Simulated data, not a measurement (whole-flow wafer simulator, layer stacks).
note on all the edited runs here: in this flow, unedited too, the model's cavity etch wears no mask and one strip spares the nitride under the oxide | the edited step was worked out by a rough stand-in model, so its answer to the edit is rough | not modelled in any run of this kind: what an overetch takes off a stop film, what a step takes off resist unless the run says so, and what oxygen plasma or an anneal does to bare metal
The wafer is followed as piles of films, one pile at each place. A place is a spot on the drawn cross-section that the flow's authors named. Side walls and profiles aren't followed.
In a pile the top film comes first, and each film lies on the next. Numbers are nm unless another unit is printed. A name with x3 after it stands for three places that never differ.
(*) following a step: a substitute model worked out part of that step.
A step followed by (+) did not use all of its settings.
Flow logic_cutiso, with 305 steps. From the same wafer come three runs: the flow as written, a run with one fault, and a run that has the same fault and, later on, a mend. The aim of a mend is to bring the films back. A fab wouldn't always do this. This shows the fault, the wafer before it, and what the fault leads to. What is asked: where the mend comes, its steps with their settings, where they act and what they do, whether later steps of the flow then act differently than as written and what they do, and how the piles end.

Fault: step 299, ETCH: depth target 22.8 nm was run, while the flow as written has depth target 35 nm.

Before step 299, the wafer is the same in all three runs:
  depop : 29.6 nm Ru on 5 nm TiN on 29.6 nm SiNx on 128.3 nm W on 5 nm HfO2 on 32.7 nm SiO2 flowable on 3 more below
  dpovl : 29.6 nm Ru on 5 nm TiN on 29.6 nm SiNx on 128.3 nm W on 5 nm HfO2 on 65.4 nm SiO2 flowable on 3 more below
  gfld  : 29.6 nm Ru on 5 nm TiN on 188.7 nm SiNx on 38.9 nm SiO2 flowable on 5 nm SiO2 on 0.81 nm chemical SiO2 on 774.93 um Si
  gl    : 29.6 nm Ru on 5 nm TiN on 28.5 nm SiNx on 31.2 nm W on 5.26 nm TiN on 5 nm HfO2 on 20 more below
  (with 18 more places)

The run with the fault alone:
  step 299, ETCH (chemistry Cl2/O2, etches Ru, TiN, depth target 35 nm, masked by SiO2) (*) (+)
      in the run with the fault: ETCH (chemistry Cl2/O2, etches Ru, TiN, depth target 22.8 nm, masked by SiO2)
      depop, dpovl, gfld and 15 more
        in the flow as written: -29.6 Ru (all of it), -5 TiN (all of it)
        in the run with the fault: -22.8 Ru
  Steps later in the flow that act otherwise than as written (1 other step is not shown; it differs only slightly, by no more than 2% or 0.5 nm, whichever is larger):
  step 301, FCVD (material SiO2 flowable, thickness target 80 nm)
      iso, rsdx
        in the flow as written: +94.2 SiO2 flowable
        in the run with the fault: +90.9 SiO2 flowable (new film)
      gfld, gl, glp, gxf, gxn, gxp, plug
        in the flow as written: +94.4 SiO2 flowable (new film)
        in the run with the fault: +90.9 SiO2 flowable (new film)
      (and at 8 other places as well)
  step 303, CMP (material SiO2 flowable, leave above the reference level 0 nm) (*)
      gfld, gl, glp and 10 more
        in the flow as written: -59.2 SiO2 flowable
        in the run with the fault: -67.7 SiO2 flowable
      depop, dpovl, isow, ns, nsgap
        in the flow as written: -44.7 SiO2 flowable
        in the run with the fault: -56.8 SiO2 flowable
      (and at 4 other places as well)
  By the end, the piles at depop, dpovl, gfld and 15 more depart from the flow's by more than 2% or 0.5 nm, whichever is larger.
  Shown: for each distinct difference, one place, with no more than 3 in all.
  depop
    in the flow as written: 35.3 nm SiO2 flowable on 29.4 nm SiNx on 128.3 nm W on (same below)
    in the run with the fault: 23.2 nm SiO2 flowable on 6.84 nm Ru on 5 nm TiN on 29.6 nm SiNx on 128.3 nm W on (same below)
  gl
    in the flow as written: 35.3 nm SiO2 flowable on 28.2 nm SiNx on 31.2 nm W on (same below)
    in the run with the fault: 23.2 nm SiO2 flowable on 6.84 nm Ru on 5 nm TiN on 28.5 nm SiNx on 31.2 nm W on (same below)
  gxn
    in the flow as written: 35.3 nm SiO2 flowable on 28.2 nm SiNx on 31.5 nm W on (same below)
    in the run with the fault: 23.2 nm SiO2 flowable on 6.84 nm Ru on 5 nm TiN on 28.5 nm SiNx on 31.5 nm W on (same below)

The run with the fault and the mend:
  The mend stands after step 299.
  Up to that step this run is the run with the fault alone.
  step 299a, ETCH (chemistry Cl2/O2, etches Ru, TiN, depth target 12.2 nm, masked by SiO2) (*) (+) (the flow's step 299, run once more with other settings)
      depop, dpovl, gfld and 14 more
        -6.84 Ru (all of it), -5 TiN (all of it)
      lnrt, rsdn, rsdp, tap
        -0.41 SiO2
      rsdw
        -6.85 Ru (all of it), -5 TiN (all of it)
  Later steps of the flow that are run all act as written at every place that is followed.
  At every place that both follow, the piles at the end match the flow's.
